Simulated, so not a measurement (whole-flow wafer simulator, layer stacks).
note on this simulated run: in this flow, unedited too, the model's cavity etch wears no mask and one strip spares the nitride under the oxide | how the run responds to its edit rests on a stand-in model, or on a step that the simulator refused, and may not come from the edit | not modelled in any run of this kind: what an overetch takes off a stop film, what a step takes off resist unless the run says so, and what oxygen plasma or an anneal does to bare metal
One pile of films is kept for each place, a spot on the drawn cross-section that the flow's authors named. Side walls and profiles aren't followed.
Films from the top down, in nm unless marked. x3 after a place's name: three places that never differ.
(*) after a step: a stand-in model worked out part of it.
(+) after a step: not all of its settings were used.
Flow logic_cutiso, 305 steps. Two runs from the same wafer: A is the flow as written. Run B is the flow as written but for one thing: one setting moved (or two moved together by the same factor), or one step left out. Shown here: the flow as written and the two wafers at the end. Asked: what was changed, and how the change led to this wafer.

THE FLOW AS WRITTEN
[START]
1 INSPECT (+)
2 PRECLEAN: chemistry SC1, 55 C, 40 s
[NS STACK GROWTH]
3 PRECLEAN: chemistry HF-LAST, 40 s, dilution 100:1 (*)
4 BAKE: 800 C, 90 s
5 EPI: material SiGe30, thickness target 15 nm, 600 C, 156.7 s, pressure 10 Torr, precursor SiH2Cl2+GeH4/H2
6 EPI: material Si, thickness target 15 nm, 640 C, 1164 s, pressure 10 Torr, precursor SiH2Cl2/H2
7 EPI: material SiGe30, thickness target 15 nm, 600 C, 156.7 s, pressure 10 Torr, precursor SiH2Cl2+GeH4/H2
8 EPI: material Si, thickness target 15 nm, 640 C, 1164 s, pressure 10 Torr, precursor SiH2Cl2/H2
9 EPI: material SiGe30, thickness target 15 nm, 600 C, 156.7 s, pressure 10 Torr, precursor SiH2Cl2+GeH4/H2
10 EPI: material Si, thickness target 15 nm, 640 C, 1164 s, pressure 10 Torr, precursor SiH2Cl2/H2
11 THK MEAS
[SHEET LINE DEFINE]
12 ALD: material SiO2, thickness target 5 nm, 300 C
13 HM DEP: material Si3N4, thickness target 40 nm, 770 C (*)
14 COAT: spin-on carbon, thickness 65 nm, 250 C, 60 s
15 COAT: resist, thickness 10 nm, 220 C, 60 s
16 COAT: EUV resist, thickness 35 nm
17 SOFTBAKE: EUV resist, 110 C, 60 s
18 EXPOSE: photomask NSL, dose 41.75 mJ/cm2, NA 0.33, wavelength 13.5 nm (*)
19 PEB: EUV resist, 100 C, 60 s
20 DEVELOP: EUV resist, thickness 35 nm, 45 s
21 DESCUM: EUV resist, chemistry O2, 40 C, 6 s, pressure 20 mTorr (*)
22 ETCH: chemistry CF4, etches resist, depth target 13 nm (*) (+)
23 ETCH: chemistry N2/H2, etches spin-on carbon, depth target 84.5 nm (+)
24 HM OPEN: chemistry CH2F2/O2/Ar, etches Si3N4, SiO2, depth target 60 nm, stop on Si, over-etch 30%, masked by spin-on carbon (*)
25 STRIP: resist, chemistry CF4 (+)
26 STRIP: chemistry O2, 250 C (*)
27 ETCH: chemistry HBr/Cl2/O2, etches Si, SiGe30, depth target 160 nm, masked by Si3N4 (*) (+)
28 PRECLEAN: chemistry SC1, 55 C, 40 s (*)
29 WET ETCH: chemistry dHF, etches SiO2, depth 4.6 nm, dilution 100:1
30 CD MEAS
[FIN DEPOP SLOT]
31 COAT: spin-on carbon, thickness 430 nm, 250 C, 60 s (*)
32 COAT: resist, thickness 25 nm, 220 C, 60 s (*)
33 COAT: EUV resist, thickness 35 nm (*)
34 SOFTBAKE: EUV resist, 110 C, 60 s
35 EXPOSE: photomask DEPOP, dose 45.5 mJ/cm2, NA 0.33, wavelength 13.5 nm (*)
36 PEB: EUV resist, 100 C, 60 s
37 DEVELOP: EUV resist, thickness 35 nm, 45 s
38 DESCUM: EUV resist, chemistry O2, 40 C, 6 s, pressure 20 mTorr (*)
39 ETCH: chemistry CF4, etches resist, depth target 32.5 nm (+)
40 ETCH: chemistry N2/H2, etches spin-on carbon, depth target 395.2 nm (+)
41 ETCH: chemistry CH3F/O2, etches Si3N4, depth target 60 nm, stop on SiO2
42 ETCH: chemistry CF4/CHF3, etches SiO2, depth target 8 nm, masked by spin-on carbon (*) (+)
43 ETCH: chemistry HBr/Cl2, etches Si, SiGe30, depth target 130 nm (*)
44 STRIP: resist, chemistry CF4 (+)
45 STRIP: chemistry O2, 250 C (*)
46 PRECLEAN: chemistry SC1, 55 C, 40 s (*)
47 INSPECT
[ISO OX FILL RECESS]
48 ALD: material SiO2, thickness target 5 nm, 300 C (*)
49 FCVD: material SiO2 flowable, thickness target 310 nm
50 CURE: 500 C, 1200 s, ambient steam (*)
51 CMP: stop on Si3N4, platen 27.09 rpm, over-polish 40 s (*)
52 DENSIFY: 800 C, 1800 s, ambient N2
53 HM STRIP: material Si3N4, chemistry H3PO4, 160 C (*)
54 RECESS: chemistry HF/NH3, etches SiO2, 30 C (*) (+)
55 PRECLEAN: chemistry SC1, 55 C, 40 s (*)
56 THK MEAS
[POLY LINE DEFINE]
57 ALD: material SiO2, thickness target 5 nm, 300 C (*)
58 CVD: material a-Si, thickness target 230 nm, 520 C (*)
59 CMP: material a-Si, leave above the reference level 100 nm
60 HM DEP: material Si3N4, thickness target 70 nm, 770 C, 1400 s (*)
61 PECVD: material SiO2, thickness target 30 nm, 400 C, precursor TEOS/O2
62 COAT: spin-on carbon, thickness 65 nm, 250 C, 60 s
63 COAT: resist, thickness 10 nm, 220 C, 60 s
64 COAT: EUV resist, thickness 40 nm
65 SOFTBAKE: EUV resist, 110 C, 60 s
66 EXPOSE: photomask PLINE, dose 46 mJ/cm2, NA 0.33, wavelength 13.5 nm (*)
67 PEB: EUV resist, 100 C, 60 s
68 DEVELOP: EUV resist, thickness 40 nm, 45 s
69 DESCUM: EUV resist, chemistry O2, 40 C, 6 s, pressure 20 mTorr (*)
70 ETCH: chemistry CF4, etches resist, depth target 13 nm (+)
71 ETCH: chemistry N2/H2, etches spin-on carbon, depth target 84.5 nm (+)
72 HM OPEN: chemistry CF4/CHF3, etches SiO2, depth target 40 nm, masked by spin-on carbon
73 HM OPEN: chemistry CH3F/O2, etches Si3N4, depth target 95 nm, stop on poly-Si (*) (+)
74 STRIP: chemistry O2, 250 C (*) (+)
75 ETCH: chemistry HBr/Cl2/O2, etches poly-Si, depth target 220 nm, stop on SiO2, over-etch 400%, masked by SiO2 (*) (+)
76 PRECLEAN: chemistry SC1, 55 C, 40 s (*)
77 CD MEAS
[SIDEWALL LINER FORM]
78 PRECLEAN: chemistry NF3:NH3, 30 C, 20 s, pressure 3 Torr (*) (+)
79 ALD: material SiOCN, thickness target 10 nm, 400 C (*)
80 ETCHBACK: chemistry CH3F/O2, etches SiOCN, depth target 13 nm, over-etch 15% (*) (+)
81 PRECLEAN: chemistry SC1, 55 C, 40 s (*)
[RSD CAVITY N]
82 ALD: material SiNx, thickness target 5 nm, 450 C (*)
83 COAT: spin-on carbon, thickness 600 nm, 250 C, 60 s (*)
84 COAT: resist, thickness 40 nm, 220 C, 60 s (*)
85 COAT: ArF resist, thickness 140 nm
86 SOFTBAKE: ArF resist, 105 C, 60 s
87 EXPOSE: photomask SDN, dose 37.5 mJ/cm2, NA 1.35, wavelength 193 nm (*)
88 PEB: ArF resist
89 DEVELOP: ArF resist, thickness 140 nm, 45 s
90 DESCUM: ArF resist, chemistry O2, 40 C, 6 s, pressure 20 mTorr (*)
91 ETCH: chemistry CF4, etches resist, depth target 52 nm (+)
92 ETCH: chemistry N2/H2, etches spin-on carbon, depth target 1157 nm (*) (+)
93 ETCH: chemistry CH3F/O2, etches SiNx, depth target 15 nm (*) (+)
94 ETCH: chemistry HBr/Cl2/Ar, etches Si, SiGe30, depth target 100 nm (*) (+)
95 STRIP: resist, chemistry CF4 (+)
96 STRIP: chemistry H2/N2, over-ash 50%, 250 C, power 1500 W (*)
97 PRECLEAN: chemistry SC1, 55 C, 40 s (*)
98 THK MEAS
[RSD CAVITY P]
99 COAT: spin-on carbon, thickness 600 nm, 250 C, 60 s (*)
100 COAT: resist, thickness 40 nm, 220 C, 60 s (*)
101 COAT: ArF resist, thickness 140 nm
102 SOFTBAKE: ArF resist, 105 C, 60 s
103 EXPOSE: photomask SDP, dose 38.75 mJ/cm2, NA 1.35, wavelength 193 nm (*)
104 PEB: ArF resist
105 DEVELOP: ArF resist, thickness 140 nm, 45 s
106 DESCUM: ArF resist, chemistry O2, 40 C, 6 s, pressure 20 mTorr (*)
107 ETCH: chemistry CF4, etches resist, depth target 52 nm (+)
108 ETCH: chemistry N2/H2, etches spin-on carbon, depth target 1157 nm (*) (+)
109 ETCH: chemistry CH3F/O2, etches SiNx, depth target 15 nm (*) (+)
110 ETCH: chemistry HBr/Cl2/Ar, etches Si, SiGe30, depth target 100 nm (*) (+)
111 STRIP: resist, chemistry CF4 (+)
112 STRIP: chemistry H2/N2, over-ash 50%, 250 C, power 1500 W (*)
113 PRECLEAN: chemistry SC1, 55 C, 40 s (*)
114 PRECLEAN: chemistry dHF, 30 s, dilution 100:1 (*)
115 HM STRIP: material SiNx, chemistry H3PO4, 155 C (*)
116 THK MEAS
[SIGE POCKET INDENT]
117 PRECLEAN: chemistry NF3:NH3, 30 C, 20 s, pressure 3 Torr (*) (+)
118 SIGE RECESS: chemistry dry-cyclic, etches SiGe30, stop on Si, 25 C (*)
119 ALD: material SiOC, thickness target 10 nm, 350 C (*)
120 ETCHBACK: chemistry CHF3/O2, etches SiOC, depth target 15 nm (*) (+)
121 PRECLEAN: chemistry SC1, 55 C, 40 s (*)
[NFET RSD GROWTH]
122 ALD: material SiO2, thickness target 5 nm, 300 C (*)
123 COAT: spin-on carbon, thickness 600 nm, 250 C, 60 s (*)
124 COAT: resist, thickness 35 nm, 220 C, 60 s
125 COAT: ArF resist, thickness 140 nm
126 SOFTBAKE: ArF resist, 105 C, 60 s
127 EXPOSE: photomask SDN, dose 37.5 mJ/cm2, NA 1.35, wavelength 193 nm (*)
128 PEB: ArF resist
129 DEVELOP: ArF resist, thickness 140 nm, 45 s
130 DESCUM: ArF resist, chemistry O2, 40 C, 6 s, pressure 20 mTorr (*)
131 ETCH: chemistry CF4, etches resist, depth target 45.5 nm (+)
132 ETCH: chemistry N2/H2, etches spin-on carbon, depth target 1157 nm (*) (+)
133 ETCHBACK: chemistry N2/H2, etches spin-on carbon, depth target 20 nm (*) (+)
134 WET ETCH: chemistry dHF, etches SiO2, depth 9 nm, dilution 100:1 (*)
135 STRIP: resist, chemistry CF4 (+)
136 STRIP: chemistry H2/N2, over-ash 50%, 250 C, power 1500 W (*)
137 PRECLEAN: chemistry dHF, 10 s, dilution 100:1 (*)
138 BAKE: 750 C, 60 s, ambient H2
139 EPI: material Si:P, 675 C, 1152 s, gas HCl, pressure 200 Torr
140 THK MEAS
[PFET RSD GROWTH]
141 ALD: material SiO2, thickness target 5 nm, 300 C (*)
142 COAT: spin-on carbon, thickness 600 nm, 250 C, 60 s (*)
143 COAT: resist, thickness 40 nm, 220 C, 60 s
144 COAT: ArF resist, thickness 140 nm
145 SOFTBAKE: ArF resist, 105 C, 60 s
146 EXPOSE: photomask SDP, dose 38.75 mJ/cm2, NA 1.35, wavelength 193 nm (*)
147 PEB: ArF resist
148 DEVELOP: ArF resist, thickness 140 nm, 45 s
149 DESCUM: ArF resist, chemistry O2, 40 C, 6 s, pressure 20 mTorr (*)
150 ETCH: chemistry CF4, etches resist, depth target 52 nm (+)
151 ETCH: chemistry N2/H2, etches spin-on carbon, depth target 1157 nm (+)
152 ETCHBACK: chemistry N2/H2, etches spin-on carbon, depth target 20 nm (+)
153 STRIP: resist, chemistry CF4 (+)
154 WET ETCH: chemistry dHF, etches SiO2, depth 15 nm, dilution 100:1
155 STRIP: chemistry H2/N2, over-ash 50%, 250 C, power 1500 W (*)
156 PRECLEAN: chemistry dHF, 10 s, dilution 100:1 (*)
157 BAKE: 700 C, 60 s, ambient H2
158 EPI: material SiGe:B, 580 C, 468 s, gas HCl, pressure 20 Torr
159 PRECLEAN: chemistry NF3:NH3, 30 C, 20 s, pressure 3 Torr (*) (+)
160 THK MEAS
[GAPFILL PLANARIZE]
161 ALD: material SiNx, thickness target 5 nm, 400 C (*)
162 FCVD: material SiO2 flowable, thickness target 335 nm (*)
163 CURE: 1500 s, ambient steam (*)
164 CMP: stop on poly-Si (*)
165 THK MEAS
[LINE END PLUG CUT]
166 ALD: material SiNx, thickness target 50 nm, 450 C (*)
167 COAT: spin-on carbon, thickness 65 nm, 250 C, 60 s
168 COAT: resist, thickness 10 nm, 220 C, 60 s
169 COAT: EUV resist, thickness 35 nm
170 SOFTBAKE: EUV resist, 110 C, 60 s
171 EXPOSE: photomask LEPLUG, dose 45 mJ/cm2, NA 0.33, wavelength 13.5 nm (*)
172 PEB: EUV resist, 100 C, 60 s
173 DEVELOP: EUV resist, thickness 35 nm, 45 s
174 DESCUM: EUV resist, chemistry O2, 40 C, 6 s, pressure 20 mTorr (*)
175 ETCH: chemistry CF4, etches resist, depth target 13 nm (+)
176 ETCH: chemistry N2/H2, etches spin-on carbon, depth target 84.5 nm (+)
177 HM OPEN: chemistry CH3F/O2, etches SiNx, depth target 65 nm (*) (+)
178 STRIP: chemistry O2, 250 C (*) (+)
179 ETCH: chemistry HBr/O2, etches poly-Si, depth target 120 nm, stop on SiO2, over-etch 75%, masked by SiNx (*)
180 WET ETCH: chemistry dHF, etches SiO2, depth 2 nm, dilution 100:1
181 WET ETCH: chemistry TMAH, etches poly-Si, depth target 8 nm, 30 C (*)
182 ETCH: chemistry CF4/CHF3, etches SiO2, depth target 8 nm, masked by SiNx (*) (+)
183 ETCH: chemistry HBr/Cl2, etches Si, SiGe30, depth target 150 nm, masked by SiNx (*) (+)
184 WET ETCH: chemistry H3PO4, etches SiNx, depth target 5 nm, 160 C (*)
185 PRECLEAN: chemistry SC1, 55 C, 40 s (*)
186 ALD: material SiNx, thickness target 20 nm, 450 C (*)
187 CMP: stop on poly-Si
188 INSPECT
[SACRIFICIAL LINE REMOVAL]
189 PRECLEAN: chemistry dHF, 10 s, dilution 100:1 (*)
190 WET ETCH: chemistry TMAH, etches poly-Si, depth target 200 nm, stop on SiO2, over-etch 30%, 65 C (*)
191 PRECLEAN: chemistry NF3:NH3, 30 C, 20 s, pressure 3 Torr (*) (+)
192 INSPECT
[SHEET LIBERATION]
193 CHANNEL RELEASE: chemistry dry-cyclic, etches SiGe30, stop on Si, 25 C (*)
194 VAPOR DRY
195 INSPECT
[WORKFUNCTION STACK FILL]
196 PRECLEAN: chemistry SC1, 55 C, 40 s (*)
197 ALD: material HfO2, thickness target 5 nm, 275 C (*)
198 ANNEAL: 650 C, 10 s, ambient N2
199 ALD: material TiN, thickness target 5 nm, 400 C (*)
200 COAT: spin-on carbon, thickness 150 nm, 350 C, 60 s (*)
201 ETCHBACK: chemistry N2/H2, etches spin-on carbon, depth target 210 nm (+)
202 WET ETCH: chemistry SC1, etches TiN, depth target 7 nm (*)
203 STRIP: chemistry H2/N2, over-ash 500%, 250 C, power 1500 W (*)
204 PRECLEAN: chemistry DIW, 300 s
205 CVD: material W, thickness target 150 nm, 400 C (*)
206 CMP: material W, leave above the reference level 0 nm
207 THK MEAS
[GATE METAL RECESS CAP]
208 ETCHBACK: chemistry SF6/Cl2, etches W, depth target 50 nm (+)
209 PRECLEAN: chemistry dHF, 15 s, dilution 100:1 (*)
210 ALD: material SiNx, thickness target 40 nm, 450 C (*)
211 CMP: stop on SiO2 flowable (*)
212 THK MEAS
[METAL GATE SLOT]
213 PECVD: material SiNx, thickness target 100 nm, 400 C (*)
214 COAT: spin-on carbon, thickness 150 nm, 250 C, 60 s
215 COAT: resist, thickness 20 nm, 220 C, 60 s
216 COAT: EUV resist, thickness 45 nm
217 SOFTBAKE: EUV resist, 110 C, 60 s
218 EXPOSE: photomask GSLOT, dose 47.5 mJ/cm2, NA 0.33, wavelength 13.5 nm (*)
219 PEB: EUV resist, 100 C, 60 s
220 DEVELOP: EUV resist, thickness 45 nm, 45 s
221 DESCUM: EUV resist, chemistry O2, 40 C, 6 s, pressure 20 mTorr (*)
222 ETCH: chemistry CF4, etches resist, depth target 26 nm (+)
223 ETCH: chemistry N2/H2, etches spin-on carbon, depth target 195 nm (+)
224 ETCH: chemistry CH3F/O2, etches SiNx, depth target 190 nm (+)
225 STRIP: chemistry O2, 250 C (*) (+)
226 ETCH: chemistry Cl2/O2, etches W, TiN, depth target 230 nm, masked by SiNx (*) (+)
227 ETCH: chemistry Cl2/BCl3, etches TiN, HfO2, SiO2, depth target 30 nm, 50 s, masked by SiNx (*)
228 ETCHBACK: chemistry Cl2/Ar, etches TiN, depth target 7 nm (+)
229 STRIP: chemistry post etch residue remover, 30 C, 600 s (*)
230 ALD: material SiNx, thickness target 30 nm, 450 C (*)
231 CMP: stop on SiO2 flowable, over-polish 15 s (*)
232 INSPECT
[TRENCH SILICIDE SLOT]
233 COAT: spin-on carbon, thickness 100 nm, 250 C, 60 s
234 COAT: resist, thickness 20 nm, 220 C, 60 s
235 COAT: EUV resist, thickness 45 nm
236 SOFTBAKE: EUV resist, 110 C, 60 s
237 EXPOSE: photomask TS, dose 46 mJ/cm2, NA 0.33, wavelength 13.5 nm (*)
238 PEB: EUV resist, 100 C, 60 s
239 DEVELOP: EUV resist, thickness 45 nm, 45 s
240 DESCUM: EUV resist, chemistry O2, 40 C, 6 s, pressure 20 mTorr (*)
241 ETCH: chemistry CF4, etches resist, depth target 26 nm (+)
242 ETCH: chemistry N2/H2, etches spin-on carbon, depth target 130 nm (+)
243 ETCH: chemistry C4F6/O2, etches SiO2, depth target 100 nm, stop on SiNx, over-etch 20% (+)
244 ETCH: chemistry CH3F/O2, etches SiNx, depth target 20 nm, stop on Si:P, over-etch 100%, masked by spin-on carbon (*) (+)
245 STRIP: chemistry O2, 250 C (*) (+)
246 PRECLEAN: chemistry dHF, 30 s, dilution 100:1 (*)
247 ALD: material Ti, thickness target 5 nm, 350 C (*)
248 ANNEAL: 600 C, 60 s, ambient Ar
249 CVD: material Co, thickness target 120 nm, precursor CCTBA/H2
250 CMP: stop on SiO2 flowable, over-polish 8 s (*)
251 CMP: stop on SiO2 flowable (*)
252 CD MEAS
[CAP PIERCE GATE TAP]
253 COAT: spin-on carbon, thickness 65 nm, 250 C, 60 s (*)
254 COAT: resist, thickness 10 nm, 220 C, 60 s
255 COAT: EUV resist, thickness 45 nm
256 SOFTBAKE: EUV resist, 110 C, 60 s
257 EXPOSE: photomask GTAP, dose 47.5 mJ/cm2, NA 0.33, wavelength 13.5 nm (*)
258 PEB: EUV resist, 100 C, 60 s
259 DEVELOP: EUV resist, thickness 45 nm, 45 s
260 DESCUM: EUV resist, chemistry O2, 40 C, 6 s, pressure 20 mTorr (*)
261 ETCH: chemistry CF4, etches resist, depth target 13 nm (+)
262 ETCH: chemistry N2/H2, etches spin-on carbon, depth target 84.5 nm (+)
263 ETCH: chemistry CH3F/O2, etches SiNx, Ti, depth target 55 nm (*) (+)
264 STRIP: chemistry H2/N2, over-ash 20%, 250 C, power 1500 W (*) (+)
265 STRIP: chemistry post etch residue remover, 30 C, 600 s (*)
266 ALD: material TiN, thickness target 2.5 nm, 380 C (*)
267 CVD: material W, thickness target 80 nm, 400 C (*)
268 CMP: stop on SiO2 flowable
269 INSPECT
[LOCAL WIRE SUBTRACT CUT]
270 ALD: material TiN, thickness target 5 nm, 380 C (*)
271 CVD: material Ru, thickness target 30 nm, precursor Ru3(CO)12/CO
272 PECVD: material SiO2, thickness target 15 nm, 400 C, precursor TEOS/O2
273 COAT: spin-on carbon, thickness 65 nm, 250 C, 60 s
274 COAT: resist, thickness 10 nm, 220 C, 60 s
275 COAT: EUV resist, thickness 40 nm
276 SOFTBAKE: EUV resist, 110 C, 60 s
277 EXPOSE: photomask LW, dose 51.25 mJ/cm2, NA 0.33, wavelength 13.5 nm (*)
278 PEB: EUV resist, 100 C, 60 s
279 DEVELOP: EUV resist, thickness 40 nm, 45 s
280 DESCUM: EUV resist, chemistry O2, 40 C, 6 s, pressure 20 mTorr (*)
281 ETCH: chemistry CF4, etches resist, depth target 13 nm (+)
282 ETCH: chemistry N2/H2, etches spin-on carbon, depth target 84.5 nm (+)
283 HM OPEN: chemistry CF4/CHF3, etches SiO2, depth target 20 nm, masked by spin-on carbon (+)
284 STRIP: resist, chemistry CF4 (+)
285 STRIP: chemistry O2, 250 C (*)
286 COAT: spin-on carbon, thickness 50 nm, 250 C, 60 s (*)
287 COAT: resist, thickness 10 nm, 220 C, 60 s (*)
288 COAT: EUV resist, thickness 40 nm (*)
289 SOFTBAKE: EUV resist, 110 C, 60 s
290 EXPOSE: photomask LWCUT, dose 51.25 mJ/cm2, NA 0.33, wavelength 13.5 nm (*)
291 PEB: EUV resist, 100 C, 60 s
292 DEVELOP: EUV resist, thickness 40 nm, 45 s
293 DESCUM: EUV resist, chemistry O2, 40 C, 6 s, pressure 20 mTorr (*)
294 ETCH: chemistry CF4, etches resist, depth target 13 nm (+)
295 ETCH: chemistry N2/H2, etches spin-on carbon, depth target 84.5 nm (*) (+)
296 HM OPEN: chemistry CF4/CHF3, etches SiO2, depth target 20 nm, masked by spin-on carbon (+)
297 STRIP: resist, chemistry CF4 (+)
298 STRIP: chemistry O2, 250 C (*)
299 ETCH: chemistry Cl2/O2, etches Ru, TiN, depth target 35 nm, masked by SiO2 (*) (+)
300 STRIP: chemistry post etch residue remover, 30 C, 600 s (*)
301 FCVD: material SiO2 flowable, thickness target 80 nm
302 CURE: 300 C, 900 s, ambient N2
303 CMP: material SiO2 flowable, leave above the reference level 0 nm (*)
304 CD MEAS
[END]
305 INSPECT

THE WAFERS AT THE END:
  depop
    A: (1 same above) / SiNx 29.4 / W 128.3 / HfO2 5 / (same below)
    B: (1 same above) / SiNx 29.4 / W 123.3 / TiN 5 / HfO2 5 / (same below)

The cause: step 201, ETCHBACK: depth target 189 nm was run, where the flow has depth target 210 nm.

How the change led to this, step by step:
  201 ETCHBACK: chemistry N2/H2, etches spin-on carbon, depth target 210 nm (+)
      depop: A spin-on carbon -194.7 (all of it) | B spin-on carbon -189
      dpovl: A spin-on carbon -194.8 (all of it) | B spin-on carbon -189
      (and at 9 more places)
  202 WET ETCH: chemistry SC1, etches TiN, depth target 7 nm (*)
      depop, dpovl, isow, nsgap: A TiN -5 (all of it) | B spin-on carbon -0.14
  203 STRIP: chemistry H2/N2, over-ash 500%, 250 C, power 1500 W (*)
      depop: A nothing | B spin-on carbon -5.6 (all of it)
      dpovl: A nothing | B spin-on carbon -5.64 (all of it)
      (and at 9 more places)
